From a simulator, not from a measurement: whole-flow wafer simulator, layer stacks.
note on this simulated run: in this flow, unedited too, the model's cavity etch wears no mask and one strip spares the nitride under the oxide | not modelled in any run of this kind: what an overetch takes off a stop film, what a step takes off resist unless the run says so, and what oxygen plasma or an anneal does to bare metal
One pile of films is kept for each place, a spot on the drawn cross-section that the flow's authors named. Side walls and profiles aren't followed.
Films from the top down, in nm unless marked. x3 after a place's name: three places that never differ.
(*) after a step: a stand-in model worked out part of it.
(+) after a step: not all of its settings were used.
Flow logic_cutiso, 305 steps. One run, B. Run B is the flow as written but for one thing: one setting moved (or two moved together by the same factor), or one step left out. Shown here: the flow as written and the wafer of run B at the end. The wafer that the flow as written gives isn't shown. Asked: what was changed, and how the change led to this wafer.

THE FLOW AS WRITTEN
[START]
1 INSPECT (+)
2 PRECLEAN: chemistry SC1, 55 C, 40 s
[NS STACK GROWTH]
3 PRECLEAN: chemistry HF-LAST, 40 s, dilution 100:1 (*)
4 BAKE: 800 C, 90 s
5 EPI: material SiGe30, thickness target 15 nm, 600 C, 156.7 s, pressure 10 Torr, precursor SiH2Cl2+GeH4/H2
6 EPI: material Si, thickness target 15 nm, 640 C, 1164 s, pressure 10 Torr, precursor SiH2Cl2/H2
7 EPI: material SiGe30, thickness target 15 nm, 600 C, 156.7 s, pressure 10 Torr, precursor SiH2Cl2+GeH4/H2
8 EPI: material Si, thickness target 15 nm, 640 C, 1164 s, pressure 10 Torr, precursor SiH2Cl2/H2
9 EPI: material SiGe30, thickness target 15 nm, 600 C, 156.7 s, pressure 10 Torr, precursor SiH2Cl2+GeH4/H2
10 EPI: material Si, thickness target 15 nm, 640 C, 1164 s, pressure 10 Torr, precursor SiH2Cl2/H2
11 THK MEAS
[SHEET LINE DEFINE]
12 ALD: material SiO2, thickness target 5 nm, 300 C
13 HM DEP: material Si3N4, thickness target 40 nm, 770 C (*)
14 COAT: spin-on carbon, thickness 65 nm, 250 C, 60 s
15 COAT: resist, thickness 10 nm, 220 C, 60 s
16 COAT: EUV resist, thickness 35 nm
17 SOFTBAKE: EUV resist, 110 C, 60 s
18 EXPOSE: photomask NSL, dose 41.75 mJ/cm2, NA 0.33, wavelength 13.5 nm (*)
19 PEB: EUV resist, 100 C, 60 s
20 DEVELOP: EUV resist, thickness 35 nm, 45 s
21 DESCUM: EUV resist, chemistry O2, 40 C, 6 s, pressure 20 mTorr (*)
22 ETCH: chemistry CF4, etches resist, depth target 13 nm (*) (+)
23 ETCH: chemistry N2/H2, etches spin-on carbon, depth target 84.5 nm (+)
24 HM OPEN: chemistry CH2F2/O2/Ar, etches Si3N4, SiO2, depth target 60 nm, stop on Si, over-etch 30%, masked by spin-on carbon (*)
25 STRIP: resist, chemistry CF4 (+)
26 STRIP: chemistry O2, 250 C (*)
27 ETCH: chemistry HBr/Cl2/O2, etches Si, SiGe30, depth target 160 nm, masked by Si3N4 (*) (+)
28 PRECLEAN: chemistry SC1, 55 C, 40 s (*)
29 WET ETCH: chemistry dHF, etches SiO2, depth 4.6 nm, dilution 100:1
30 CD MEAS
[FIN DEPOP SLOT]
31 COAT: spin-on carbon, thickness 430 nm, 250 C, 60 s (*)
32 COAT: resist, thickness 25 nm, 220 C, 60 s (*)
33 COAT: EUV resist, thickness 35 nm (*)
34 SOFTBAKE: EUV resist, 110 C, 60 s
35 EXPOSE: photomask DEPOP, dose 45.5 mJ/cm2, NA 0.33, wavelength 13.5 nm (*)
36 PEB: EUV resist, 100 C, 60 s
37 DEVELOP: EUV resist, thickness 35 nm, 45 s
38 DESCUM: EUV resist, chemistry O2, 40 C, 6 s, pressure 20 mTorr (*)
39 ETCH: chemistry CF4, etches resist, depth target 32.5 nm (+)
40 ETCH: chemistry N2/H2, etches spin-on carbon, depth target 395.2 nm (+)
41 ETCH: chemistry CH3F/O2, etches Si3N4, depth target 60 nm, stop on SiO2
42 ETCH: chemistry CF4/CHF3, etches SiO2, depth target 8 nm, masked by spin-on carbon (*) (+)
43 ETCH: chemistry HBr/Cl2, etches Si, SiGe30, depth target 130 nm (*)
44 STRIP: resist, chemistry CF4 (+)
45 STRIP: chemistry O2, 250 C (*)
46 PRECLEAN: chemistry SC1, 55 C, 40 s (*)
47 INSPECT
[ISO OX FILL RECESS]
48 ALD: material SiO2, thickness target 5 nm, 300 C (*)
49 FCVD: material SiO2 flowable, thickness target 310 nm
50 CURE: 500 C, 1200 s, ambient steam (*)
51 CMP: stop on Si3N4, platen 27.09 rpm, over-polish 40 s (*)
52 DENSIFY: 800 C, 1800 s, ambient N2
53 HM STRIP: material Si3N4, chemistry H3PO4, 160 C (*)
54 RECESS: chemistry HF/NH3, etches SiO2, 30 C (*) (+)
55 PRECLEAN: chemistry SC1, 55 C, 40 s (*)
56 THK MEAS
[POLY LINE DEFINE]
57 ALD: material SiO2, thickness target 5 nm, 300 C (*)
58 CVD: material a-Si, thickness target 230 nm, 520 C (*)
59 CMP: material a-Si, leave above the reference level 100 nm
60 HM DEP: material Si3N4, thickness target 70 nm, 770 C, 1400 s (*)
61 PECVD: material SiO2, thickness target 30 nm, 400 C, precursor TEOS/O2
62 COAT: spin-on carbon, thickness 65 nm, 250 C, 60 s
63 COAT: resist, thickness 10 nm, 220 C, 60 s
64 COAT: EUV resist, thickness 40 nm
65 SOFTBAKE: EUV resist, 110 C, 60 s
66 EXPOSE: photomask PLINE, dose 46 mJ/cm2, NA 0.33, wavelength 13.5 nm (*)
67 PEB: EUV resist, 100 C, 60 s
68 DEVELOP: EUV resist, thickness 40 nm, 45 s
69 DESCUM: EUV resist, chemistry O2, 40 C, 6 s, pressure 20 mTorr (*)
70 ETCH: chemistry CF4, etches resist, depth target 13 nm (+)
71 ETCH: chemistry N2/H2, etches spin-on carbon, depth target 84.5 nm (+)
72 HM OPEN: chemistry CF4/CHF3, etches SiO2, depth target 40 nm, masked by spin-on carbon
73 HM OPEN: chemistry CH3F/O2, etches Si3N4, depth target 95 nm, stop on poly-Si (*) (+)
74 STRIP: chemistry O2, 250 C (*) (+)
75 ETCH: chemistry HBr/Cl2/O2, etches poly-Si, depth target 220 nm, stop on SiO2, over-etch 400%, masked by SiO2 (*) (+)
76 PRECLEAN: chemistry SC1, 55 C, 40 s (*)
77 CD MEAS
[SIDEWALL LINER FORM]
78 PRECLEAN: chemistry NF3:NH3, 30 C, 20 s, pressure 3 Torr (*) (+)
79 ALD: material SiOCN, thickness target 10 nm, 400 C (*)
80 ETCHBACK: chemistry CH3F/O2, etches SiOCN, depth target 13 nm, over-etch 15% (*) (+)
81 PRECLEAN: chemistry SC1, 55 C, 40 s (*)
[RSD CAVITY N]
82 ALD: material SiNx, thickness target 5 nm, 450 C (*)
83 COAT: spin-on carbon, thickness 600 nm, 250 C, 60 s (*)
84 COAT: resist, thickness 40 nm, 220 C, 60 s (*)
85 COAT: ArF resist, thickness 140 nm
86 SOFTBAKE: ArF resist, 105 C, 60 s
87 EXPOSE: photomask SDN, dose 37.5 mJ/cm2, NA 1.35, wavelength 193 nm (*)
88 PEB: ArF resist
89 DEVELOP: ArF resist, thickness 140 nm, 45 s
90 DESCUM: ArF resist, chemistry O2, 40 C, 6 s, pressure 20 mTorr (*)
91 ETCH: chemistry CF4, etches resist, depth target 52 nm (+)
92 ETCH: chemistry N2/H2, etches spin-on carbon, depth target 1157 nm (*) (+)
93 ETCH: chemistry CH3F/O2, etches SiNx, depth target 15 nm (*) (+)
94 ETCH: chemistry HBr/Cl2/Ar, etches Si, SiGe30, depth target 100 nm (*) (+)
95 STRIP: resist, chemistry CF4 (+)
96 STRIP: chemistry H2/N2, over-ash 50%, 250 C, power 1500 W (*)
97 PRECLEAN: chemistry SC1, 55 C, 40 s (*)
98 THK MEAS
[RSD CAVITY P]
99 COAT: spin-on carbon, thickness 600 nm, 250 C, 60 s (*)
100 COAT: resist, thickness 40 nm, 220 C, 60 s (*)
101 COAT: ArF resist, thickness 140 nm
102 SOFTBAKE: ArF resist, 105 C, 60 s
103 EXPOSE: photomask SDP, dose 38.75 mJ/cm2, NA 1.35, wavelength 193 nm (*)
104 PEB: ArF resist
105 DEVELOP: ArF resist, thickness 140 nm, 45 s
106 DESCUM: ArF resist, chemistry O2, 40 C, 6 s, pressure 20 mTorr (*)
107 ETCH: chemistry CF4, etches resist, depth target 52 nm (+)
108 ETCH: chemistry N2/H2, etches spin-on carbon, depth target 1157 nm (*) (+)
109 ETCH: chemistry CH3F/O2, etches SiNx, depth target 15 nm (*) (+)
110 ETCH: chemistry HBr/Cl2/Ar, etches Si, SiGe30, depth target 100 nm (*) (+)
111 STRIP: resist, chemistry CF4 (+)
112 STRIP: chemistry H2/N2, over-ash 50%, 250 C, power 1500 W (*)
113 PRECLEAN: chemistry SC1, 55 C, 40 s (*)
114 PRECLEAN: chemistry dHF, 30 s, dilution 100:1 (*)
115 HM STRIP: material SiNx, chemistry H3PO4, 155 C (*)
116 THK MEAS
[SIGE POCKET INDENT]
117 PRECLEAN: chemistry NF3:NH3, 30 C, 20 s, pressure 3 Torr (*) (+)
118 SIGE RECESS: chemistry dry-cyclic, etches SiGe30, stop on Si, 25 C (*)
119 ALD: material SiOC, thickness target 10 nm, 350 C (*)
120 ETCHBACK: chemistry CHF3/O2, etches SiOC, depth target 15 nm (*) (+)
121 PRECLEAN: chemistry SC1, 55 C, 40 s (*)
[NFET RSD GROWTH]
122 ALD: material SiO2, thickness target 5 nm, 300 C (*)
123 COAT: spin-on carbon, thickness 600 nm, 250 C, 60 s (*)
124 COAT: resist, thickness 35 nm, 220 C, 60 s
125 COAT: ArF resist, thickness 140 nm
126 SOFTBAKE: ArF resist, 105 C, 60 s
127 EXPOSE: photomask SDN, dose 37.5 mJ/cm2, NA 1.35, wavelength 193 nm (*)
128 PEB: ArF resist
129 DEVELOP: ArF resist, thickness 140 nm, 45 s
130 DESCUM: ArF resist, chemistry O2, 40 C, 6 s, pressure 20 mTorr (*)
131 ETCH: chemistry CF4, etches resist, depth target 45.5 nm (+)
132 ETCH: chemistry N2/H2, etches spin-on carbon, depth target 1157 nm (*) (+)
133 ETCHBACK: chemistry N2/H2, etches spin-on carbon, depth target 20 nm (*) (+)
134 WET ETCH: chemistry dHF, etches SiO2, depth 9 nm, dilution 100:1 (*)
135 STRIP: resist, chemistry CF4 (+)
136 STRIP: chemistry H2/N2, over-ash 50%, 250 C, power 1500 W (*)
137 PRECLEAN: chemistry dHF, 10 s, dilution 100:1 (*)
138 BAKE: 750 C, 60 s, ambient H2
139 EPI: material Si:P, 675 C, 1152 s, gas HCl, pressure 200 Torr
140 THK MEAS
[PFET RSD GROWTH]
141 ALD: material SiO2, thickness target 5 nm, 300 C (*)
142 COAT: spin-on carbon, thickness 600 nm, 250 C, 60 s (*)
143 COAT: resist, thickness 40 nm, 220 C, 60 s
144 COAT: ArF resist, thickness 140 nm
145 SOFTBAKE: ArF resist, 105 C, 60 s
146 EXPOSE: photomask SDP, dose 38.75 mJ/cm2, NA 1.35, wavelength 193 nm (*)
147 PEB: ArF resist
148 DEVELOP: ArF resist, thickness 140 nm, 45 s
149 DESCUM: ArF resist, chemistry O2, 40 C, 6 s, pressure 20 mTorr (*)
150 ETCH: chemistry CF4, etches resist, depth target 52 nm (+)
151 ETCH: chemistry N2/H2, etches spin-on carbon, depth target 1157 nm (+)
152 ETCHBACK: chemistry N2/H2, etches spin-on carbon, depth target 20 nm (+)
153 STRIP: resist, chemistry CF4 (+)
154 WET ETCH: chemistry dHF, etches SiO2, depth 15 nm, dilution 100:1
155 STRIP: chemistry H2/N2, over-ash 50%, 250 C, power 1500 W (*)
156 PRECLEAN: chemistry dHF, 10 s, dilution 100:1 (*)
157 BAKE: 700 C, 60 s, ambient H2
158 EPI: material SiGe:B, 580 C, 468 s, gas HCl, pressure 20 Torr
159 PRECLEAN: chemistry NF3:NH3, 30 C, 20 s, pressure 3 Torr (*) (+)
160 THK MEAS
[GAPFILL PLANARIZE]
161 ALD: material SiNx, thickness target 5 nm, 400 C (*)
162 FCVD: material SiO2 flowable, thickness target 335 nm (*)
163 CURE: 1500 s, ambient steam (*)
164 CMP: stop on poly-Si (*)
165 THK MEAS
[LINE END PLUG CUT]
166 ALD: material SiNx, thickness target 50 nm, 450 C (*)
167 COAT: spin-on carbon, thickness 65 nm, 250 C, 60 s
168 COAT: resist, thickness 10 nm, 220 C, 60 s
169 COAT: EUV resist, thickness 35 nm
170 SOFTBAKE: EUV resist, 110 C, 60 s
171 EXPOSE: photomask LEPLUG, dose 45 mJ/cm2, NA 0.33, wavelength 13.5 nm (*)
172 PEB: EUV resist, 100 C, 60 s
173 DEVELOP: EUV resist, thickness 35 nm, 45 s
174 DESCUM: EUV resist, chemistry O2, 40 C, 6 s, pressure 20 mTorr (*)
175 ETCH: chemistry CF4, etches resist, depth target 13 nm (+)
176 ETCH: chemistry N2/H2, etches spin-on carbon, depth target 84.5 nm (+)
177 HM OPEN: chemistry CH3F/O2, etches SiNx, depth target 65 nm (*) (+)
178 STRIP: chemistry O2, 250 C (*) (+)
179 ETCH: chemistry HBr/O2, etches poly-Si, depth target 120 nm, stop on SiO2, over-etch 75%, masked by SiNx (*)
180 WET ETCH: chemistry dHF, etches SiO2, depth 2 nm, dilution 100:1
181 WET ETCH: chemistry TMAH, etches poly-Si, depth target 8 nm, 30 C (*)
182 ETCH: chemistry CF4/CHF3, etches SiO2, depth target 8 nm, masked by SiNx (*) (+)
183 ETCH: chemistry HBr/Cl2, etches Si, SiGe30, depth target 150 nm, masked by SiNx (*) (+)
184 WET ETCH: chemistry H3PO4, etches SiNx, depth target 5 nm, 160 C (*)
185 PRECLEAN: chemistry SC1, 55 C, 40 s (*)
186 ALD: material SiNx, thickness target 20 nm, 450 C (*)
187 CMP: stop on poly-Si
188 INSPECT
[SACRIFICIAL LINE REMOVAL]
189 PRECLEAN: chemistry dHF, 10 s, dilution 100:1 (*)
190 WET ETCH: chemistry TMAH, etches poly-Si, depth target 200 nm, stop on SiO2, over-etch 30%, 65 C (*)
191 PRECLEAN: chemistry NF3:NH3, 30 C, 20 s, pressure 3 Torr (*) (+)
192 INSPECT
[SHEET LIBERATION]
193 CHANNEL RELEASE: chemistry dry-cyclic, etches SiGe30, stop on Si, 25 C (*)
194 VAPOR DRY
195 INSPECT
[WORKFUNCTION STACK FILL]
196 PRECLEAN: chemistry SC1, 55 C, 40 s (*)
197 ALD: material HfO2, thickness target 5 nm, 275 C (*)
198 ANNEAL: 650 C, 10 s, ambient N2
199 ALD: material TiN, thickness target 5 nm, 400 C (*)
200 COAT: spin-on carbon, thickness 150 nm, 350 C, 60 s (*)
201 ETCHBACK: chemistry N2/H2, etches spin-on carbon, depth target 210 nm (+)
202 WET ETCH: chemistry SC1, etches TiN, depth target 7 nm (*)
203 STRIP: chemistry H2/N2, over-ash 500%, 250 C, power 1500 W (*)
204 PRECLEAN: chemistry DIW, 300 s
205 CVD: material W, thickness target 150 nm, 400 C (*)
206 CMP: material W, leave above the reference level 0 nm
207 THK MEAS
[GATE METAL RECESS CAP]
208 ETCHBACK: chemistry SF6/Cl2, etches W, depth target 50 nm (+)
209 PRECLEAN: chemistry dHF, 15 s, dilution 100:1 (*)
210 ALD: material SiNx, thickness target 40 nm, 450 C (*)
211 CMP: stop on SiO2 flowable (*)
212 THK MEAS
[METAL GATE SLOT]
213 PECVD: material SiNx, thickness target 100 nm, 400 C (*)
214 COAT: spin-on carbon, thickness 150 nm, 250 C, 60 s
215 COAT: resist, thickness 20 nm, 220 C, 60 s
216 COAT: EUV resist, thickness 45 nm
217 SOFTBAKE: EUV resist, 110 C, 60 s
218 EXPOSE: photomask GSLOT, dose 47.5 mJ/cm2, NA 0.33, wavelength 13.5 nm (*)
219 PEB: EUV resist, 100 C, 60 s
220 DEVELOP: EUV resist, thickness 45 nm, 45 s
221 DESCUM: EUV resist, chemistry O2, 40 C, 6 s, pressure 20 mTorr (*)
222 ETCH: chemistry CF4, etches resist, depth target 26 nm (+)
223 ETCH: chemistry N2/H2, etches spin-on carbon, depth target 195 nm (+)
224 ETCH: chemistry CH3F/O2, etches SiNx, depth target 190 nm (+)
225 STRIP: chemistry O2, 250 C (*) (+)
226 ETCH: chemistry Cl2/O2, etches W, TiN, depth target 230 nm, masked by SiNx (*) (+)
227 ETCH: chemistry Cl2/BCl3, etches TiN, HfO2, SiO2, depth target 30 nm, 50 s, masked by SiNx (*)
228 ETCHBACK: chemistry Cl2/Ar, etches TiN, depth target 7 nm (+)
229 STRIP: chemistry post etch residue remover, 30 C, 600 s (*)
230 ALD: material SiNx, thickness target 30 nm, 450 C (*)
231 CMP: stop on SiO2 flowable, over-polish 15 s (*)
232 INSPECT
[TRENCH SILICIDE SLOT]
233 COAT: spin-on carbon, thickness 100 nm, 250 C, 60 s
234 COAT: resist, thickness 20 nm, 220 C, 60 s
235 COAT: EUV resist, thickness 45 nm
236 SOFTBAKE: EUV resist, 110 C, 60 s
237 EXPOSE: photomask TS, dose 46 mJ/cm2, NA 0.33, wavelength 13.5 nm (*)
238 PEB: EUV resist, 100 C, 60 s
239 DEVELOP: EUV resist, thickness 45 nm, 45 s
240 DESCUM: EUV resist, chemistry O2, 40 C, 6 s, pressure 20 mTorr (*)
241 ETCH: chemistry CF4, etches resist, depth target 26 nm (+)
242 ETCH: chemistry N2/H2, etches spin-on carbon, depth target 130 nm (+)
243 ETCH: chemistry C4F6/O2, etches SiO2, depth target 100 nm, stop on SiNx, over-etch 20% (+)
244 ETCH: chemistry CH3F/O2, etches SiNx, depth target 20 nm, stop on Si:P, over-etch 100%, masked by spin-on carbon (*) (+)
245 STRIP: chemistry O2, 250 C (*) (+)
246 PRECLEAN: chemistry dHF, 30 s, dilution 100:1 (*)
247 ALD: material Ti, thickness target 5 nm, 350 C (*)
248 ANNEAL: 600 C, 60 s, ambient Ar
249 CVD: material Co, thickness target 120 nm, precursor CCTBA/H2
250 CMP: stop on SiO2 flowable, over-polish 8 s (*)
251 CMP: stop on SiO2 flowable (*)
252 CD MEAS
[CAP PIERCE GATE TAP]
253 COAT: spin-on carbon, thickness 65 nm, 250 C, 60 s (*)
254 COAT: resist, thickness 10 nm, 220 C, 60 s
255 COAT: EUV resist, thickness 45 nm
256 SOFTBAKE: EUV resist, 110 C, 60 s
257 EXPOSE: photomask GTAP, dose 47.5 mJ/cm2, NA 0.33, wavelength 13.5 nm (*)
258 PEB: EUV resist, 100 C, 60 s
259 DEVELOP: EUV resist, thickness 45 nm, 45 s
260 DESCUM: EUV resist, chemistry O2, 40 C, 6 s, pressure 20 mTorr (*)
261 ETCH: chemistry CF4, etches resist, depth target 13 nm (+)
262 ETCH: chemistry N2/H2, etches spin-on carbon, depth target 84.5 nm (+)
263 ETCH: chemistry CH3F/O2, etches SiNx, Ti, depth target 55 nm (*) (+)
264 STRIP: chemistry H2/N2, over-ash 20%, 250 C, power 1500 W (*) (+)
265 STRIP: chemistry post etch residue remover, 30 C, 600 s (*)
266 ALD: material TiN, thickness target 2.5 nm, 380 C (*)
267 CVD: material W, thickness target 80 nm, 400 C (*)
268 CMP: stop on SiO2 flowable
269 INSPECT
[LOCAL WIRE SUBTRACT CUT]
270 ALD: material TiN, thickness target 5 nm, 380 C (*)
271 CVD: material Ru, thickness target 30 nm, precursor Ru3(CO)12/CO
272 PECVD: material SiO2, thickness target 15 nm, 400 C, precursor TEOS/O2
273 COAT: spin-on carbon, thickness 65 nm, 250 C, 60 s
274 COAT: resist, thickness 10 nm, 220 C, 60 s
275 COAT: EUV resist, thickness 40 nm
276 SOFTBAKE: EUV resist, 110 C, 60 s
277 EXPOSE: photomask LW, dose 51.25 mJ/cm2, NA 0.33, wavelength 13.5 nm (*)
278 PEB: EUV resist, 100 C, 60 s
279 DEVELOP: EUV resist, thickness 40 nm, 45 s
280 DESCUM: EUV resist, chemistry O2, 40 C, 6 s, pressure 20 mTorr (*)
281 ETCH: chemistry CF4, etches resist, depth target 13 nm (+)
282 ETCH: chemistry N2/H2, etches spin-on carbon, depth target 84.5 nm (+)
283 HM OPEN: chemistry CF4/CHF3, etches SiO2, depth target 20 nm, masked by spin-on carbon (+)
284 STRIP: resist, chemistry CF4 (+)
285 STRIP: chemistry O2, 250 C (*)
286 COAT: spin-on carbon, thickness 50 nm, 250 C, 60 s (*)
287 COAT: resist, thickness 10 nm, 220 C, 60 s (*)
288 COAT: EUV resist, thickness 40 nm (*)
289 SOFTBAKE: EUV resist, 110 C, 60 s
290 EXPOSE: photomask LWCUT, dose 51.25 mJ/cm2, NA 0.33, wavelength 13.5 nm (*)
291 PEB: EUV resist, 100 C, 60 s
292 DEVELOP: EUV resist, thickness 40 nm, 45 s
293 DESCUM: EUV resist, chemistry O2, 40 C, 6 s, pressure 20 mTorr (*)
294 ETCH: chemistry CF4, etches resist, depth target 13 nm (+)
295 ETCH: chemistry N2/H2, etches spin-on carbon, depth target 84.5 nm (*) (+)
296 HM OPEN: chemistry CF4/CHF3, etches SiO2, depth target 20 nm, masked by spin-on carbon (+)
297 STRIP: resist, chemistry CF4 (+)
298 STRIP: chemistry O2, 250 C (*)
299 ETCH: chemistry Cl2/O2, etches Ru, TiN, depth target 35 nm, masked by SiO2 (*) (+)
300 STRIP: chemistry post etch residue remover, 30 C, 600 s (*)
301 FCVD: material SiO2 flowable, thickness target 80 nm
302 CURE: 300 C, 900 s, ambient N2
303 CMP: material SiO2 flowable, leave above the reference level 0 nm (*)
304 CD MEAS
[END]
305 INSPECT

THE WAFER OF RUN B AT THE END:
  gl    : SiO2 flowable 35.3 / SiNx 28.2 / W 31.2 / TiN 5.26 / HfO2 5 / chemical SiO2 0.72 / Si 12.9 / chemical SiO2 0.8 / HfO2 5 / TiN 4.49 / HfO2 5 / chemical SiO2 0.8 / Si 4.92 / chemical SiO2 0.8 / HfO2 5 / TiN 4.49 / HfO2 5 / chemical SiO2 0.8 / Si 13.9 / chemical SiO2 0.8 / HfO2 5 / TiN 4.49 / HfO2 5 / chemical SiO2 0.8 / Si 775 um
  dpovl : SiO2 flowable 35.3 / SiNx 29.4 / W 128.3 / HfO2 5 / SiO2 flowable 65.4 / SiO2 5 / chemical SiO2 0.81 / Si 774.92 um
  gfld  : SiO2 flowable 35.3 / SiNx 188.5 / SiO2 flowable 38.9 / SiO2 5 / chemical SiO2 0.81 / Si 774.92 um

The cause: step 8, EPI: thickness target 6 nm was run, where the flow has thickness target 15 nm; step 8, EPI: 465.8 s was run, where the flow has 1164 s.

How the change led to this, step by step:
  8 EPI: material Si, thickness target 15 nm, 640 C, 1164 s, pressure 10 Torr, precursor SiH2Cl2/H2
      depop, dpovl, gfld and 19 more: Si +6 (new film) (as written it would be: Si +15 (new film))
  27 ETCH: chemistry HBr/Cl2/O2, etches Si, SiGe30, depth target 160 nm, masked by Si3N4 (*) (+)
      gfld, gxf, iso, lnri: chemical SiO2 -0.79 (all of it), Si -11.4 (all of it), SiGe30 -15 (all of it), Si -6 (all of it), SiGe30 -15 (all of it), Si -15 (all of it), SiGe30 -15 (all of it), Si -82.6 (as written it would be: chemical SiO2 -0.79 (all of it), Si -11.4 (all of it), SiGe30 -15 (all of it), Si -15 (all of it), SiGe30 -15 (all of it), Si -15 (all of it), SiGe30 -15 (all of it), Si -73.6)
      dpovl, nsgap: chemical SiO2 -0.79 (all of it), Si -11.8 (all of it), SiGe30 -15 (all of it), Si -6 (all of it), SiGe30 -15 (all of it), Si -15 (all of it), SiGe30 -15 (all of it), Si -82.2 (as written it would be: chemical SiO2 -0.79 (all of it), Si -11.8 (all of it), SiGe30 -15 (all of it), Si -15 (all of it), SiGe30 -15 (all of it), Si -15 (all of it), SiGe30 -15 (all of it), Si -73.2)
      (and at 1 more place)
  43 ETCH: chemistry HBr/Cl2, etches Si, SiGe30, depth target 130 nm (*)
      depop: Si -14 (all of it), SiGe30 -15 (all of it), Si -6 (all of it), SiGe30 -15 (all of it), Si -15 (all of it), SiGe30 -15 (all of it), Si -50 (as written it would be: Si -14 (all of it), SiGe30 -15 (all of it), Si -15 (all of it), SiGe30 -15 (all of it), Si -15 (all of it), SiGe30 -15 (all of it), Si -41)
  94 ETCH: chemistry HBr/Cl2/Ar, etches Si, SiGe30, depth target 100 nm (*) (+)
      rsdn, rsdx: chemical SiO2 -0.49 (all of it), Si -12.8 (all of it), SiGe30 -15 (all of it), Si -6 (all of it), SiGe30 -15 (all of it), Si -15 (all of it), SiGe30 -15 (all of it), Si -21.2 (as written it would be: chemical SiO2 -0.49 (all of it), Si -12.8 (all of it), SiGe30 -15 (all of it), Si -15 (all of it), SiGe30 -15 (all of it), Si -15 (all of it), SiGe30 -15 (all of it), Si -12.2)
  110 ETCH: chemistry HBr/Cl2/Ar, etches Si, SiGe30, depth target 100 nm (*) (+)
      rsdp, rsdw: chemical SiO2 -0.49 (all of it), Si -12.8 (all of it), SiGe30 -15 (all of it), Si -6 (all of it), SiGe30 -15 (all of it), Si -15 (all of it), SiGe30 -15 (all of it), Si -21.2 (as written it would be: chemical SiO2 -0.49 (all of it), Si -12.8 (all of it), SiGe30 -15 (all of it), Si -15 (all of it), SiGe30 -15 (all of it), Si -15 (all of it), SiGe30 -15 (all of it), Si -12.2)
  183 ETCH: chemistry HBr/Cl2, etches Si, SiGe30, depth target 150 nm, masked by SiNx (*) (+)
      plug: Si -13.6 (all of it), SiGe30 -15 (all of it), Si -6 (all of it), SiGe30 -15 (all of it), Si -15 (all of it), SiGe30 -15 (all of it), Si -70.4 (as written it would be: Si -13.6 (all of it), SiGe30 -15 (all of it), Si -15 (all of it), SiGe30 -15 (all of it), Si -15 (all of it), SiGe30 -15 (all of it), Si -61.4)
